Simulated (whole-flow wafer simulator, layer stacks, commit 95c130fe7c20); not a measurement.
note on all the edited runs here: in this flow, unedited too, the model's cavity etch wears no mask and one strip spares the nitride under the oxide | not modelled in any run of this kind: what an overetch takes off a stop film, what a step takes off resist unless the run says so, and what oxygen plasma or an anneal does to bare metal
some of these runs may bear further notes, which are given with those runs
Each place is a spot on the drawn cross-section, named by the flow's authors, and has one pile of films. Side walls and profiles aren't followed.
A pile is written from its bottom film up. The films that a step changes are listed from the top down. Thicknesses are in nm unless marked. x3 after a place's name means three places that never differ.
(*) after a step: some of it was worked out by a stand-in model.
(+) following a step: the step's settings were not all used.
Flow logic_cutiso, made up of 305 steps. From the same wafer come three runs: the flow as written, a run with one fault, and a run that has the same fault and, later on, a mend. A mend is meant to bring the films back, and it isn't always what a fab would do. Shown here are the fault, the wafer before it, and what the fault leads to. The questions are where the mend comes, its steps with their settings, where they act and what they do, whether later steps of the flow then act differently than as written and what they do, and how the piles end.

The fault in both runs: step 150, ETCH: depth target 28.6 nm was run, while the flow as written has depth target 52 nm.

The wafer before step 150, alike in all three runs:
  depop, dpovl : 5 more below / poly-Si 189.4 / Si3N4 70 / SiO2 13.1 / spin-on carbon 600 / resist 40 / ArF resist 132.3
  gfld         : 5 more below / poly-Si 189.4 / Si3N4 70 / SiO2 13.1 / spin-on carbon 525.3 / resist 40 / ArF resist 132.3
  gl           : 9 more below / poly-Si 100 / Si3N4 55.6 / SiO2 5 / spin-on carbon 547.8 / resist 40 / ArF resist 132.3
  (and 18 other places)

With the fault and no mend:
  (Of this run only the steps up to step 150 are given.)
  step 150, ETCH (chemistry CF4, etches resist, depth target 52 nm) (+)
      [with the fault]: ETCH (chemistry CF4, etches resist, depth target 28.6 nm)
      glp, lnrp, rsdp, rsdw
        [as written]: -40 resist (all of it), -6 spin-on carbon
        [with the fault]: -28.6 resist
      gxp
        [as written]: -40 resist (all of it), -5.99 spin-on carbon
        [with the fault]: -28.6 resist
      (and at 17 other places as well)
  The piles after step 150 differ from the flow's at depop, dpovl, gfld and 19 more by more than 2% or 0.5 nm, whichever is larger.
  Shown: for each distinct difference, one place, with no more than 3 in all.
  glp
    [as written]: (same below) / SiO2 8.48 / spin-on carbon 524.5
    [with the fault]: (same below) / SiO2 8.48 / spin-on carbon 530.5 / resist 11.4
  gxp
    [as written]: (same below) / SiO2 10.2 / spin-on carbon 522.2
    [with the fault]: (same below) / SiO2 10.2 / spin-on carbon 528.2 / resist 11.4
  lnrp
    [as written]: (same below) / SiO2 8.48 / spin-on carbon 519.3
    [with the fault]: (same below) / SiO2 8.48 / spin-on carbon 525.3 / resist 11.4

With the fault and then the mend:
  After step 150 comes the mend.
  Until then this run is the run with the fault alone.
  step 150a, ETCH (chemistry CF4, etches resist, depth target 23.4 nm) (*) (+) (a further turn of the flow's step 150, with different settings)
      depop, dpovl, gfld and 14 more
        -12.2 ArF resist
      glp, gxp, lnrp, rsdp, rsdw
        -11.4 resist (all of it), -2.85 spin-on carbon
  Steps further on in the flow that do not act as written (not shown: 1 more step that differs only slightly, by at most 2% or 0.5 nm, whichever is larger):
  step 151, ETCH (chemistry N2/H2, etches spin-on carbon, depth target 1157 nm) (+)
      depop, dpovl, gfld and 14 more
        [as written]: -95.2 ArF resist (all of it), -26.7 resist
        [with the mend]: -99.7 ArF resist (all of it), -26.7 resist
  The piles end the same as the flow's at every place that both follow.
